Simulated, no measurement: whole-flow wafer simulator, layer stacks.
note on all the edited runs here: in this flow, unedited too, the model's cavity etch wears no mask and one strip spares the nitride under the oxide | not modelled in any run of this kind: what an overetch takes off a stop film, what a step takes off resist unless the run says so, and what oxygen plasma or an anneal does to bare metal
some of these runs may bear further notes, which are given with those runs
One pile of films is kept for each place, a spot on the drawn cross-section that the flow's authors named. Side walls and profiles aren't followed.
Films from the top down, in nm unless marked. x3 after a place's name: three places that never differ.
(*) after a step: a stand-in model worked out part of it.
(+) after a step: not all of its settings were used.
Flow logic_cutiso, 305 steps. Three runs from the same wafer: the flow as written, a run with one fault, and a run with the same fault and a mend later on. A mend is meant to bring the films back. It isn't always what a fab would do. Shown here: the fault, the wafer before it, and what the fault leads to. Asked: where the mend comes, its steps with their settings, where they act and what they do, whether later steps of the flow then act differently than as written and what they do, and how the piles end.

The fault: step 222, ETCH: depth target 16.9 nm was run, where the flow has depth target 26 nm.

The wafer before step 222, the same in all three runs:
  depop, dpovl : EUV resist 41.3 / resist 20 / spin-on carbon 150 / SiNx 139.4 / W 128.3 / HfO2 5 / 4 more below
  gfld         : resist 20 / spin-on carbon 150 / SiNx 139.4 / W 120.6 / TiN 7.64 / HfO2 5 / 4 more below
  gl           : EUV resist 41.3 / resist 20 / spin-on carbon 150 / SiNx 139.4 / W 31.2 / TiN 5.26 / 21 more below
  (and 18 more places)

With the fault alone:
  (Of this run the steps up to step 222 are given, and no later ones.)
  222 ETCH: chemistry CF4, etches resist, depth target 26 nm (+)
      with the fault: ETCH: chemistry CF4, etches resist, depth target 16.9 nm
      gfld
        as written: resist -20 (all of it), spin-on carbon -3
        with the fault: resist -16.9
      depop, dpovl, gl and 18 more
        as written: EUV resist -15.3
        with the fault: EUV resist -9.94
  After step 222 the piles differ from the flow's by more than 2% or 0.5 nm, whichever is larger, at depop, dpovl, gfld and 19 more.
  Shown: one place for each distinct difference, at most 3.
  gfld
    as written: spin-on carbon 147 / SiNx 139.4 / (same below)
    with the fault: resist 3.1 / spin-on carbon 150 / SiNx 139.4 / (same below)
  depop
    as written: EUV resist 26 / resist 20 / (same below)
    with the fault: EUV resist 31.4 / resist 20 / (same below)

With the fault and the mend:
  The mend comes after step 222.
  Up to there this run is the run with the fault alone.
  222a ETCH: chemistry CF4, etches resist, depth target 9.1 nm (*) (+) (the flow's step 222 once more, with other settings)
      depop, dpovl, gl and 18 more
        EUV resist -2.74
      gfld
        resist -3.1 (all of it), spin-on carbon -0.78
  Later steps of the flow that act differently than as written (3 more steps differ only slightly, by at most 2% or 0.5 nm, whichever is larger, and aren't shown):
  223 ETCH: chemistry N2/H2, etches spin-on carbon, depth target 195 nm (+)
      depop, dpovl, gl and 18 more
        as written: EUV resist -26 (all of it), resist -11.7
        with the mend: EUV resist -28.6 (all of it), resist -11.6
  At the end the piles are the same as the flow's at every place that both follow.
